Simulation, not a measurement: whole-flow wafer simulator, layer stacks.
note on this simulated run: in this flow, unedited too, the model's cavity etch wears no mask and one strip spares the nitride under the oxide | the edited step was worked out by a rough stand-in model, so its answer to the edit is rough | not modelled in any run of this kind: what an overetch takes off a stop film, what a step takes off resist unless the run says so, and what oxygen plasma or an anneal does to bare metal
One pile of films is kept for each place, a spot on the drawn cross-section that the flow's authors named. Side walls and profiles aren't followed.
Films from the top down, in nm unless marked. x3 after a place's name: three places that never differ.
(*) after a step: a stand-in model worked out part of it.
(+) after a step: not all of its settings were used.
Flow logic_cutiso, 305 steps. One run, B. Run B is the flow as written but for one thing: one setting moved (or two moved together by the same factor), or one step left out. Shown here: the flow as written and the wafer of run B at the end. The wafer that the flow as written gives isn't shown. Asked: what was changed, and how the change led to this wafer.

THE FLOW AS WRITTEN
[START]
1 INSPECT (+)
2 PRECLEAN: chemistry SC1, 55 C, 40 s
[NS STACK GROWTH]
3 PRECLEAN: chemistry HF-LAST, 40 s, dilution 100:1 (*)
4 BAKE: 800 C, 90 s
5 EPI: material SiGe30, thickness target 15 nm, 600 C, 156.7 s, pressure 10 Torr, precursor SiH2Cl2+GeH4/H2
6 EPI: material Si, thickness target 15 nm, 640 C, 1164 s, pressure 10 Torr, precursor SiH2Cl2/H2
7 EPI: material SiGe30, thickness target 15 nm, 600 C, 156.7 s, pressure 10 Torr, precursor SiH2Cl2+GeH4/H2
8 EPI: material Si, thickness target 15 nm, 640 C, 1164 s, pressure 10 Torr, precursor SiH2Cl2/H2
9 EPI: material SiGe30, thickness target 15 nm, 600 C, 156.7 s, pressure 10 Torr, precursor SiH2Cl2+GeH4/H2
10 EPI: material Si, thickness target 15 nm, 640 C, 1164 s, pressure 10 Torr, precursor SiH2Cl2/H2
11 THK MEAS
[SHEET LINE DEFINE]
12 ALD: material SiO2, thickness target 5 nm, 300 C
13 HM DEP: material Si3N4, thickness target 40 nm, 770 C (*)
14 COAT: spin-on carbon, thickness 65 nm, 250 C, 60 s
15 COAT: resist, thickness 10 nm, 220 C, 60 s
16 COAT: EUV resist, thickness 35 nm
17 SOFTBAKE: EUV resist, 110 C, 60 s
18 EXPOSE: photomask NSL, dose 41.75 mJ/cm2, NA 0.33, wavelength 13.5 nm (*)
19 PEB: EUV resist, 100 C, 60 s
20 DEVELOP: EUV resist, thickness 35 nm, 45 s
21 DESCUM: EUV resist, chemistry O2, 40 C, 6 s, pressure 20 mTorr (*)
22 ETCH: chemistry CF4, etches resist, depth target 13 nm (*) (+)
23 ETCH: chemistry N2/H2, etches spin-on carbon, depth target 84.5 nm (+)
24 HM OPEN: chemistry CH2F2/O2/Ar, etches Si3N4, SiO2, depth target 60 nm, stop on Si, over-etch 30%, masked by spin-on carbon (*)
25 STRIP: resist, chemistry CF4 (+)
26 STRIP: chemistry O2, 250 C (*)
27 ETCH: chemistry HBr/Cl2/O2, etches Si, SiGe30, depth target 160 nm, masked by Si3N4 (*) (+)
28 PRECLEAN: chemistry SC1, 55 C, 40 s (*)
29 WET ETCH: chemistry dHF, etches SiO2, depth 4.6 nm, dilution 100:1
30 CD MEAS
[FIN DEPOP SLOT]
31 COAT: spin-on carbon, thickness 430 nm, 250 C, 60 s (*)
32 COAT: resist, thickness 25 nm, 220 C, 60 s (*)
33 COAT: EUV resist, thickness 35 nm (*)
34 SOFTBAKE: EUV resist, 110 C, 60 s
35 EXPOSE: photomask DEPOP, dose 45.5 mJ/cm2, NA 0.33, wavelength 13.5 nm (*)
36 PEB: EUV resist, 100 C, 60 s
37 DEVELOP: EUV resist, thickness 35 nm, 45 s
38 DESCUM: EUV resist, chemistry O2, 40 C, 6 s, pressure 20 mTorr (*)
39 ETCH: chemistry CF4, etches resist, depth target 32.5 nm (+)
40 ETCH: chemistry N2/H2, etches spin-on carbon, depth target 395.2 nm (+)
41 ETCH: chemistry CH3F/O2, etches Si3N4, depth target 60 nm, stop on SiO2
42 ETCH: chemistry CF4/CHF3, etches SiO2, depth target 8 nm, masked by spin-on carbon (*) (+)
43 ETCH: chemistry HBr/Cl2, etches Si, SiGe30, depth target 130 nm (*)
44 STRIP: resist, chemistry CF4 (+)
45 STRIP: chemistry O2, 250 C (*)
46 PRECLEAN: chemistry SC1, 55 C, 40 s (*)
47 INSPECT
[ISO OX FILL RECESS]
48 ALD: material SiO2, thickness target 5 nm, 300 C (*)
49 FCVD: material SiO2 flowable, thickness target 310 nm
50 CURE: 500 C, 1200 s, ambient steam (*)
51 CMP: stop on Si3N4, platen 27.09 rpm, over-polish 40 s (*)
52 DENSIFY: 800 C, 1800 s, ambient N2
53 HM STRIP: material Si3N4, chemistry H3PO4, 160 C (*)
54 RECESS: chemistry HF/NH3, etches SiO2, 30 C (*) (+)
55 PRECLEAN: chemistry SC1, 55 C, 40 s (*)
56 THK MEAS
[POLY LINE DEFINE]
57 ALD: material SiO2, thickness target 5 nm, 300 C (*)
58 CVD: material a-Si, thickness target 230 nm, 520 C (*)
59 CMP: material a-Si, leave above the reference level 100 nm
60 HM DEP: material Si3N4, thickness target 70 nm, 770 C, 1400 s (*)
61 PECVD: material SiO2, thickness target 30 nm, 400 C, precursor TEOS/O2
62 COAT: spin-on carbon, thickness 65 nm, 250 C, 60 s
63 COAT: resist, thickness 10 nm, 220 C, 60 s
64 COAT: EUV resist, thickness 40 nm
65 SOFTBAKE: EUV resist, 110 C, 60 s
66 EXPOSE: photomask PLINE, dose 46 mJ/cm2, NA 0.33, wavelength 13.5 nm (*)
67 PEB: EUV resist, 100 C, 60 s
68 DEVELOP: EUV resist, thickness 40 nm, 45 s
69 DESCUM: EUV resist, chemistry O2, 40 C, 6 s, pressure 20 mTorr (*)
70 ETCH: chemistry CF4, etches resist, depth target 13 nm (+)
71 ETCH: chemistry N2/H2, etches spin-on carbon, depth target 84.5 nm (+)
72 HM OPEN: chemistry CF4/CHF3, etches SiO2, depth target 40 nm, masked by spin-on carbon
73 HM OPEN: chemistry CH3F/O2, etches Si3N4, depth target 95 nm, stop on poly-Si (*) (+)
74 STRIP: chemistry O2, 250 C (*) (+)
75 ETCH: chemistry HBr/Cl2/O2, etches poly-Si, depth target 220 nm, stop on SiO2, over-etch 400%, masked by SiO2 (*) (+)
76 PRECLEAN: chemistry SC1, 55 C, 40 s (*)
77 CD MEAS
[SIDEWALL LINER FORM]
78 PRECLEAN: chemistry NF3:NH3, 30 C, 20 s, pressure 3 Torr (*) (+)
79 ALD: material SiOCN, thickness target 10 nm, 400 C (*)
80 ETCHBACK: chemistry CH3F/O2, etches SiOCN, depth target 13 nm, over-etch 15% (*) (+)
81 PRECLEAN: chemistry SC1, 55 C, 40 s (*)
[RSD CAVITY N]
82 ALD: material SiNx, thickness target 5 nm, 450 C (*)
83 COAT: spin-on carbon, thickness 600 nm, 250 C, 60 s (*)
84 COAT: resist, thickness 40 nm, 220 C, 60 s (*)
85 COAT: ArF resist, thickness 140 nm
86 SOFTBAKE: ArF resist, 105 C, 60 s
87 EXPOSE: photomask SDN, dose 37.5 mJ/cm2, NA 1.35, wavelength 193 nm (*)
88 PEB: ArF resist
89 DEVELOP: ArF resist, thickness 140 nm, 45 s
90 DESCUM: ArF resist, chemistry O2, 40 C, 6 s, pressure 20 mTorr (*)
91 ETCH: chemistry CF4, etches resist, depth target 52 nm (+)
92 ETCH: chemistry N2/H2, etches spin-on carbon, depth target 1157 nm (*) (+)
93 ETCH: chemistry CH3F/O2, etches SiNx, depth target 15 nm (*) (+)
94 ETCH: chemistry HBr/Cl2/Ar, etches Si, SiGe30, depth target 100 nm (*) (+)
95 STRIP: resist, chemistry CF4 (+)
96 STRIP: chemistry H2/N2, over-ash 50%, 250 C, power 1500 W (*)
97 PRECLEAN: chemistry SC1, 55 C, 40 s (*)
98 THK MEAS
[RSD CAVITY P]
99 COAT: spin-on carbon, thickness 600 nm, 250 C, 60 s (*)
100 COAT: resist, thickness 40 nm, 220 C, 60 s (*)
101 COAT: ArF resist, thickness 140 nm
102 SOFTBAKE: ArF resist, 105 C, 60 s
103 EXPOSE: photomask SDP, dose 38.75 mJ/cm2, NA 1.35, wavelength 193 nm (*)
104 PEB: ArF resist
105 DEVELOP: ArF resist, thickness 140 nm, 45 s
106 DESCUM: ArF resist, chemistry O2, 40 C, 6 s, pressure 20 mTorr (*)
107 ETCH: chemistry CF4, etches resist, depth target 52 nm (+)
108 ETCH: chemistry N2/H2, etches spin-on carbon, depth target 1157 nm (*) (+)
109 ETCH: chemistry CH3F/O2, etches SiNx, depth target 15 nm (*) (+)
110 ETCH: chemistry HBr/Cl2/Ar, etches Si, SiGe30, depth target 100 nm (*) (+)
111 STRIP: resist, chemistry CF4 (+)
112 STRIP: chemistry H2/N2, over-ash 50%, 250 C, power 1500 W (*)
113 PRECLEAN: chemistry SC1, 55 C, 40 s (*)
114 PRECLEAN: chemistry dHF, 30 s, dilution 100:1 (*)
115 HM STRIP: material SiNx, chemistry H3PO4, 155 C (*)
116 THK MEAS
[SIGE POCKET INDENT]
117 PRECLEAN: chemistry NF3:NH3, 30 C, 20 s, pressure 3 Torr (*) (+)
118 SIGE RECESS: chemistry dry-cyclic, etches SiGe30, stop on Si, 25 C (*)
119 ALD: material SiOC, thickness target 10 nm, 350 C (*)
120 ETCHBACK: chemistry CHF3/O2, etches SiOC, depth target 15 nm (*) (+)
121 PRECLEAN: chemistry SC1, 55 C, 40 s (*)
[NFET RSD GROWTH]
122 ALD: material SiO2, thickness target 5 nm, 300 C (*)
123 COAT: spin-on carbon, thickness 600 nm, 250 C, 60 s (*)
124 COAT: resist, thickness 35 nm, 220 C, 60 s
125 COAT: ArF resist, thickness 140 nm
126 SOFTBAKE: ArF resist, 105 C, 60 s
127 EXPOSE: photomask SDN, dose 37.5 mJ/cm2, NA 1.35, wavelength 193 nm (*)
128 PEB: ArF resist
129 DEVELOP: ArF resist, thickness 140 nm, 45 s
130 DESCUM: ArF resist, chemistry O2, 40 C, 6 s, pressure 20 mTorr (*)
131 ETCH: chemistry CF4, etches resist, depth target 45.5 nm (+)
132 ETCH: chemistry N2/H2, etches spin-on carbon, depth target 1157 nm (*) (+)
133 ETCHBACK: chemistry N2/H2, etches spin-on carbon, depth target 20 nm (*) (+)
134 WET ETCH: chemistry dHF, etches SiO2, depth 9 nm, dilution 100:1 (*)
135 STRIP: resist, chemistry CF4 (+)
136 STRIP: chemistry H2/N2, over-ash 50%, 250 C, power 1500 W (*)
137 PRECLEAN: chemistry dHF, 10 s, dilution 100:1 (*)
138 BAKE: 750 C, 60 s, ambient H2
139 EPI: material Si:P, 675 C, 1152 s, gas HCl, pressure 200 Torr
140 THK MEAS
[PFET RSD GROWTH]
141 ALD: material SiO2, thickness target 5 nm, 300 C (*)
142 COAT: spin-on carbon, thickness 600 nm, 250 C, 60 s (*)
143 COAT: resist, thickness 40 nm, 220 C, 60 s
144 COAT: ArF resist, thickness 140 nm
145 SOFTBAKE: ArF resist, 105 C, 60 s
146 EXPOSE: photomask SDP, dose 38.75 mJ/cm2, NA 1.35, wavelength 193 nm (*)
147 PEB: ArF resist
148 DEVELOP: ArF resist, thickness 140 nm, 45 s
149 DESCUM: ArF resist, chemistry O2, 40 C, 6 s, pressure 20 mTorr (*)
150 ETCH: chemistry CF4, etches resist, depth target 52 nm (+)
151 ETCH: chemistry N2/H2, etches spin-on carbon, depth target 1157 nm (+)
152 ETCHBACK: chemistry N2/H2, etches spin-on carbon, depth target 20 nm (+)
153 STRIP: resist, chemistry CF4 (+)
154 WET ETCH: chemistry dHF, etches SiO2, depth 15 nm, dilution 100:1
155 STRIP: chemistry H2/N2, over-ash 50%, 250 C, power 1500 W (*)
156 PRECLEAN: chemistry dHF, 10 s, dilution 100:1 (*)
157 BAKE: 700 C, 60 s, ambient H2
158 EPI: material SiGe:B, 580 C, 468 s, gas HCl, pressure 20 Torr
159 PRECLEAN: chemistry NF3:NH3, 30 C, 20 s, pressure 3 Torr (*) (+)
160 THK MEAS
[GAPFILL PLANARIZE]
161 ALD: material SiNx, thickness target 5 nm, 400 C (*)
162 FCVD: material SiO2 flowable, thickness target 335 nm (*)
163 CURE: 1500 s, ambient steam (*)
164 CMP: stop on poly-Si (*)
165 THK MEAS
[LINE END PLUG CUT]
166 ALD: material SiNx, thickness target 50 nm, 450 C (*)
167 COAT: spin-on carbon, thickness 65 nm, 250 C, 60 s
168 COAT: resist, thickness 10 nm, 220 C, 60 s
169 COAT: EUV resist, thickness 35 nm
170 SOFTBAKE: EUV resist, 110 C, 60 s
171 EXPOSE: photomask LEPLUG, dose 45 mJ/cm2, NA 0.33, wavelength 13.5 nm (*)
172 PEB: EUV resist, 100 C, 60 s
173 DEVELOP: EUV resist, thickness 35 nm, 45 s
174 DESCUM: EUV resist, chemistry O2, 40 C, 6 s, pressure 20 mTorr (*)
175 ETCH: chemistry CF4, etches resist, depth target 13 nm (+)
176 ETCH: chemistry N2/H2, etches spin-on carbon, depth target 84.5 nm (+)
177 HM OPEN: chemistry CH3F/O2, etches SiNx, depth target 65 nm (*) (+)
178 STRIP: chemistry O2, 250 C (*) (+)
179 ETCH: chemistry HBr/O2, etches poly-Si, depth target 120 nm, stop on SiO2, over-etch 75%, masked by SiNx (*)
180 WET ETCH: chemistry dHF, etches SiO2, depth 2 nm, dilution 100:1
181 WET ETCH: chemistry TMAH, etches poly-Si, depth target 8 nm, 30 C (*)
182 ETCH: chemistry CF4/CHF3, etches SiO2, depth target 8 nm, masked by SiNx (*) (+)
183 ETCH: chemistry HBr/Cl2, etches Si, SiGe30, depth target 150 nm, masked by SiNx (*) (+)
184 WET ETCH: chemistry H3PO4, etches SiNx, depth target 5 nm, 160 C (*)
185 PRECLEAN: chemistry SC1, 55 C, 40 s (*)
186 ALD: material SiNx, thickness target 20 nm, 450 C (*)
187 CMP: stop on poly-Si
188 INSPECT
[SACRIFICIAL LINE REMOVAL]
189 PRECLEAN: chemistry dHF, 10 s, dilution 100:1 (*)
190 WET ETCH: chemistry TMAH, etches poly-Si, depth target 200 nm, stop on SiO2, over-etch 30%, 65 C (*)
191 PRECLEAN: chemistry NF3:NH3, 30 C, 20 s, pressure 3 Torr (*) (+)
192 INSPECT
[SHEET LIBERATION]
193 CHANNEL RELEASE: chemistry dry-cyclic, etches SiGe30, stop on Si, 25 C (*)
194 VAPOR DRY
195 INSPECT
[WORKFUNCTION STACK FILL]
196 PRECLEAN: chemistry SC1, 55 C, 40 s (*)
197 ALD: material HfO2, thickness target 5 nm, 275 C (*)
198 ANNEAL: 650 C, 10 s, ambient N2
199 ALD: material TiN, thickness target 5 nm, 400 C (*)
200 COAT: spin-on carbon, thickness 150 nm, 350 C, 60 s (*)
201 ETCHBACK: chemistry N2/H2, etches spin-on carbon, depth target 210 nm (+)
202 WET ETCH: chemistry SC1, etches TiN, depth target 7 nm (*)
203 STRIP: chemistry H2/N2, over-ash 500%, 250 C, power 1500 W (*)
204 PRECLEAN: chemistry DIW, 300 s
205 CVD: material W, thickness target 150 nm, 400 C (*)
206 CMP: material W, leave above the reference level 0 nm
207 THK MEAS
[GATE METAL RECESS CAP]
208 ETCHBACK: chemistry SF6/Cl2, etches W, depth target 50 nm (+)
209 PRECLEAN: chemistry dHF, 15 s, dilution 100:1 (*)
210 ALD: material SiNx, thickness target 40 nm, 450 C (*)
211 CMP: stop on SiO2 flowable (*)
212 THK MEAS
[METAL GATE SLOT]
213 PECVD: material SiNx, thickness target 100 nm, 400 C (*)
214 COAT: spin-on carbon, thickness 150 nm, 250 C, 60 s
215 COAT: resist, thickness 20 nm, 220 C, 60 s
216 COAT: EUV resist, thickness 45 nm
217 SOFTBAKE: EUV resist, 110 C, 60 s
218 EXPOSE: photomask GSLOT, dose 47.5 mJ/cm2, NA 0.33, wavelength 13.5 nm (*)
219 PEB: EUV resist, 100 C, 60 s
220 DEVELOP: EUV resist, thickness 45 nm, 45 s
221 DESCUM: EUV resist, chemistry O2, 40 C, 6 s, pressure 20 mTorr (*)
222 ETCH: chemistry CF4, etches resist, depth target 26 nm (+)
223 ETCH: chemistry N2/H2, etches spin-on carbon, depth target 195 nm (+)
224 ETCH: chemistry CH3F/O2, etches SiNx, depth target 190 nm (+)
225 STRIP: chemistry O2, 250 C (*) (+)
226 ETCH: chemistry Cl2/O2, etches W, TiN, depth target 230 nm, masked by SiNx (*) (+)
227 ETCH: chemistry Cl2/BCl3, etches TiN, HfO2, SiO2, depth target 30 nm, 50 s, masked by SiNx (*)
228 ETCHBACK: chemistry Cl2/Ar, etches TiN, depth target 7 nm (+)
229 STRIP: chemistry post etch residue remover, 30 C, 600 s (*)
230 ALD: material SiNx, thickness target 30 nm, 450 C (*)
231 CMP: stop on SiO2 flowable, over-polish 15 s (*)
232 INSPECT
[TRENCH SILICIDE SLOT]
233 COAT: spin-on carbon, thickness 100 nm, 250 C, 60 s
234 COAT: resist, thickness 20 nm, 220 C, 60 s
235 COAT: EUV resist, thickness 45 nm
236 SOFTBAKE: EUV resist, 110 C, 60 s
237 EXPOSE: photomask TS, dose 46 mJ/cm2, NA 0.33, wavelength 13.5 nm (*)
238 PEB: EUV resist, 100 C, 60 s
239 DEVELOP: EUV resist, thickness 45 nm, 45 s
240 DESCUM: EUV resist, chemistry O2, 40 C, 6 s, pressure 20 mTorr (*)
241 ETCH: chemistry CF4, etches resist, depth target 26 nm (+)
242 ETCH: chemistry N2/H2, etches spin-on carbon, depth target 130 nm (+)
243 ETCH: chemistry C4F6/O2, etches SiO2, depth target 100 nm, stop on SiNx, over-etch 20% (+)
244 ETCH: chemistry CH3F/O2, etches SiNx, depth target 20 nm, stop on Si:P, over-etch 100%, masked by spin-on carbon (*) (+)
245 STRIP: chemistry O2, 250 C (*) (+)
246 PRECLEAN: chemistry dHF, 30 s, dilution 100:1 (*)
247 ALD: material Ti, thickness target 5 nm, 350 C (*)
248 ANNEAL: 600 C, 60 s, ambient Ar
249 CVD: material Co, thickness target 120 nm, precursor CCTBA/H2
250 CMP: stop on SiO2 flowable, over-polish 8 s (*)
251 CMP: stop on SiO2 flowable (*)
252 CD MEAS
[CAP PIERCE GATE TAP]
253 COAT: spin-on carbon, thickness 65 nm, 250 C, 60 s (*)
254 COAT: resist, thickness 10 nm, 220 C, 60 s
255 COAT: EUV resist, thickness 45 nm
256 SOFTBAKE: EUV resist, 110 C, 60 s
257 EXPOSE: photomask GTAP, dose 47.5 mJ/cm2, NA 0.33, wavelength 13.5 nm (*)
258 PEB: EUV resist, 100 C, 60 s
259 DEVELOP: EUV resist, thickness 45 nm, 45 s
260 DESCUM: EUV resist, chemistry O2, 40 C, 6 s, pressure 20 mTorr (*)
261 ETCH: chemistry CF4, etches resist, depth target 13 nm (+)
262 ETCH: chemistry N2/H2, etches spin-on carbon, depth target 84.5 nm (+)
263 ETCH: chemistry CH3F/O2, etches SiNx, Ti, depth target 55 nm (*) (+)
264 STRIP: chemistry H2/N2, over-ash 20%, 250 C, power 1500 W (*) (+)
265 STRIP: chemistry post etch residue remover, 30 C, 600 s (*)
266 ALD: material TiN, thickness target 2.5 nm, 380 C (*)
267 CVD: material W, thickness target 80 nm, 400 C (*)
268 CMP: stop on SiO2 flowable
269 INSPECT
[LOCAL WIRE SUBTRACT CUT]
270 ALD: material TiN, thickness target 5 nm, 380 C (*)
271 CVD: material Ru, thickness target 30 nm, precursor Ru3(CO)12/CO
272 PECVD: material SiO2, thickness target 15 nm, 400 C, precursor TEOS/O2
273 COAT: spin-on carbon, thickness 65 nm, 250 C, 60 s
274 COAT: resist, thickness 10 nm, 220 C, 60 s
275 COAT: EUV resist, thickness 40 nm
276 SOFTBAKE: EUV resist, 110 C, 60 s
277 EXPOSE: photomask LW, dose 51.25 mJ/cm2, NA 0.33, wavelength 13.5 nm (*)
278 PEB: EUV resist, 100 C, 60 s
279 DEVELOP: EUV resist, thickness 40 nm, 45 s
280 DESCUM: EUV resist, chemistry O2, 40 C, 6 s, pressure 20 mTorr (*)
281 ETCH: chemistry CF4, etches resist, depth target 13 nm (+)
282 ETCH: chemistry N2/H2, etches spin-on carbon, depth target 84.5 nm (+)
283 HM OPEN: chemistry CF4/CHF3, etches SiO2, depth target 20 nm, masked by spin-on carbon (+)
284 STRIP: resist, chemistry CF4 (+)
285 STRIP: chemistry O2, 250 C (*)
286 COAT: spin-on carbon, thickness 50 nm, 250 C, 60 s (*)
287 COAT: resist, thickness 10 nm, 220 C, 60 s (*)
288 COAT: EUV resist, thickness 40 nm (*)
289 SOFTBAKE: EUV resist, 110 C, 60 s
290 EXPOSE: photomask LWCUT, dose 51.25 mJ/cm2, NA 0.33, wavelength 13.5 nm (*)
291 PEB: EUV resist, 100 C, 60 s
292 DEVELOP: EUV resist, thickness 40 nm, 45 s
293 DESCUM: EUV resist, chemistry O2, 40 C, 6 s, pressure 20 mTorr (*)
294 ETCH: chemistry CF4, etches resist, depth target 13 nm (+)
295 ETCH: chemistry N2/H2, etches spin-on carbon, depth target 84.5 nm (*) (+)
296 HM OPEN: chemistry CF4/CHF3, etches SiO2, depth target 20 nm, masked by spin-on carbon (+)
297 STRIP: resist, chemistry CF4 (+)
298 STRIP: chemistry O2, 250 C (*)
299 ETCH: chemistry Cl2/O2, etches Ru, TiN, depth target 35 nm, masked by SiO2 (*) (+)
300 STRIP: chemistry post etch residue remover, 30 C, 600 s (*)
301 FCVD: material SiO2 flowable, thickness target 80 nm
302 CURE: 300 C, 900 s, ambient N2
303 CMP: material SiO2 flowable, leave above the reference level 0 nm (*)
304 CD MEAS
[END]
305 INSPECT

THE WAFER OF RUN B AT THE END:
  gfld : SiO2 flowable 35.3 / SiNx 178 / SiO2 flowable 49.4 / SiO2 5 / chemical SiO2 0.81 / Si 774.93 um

The cause: step 227, ETCH: depth target 19.5 nm was run, where the flow has depth target 30 nm.

How the change led to this, step by step:
  227 ETCH: chemistry Cl2/BCl3, etches TiN, HfO2, SiO2, depth target 30 nm, 50 s, masked by SiNx (*)
      gfld: HfO2 -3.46 (all of it), SiO2 flowable -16 (as written it would be: HfO2 -3.46 (all of it), SiO2 flowable -26.5)
  230 ALD: material SiNx, thickness target 30 nm, 450 C (*)
      gfld: SiNx +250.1 (new film) (as written it would be: SiNx +260.6 (new film))
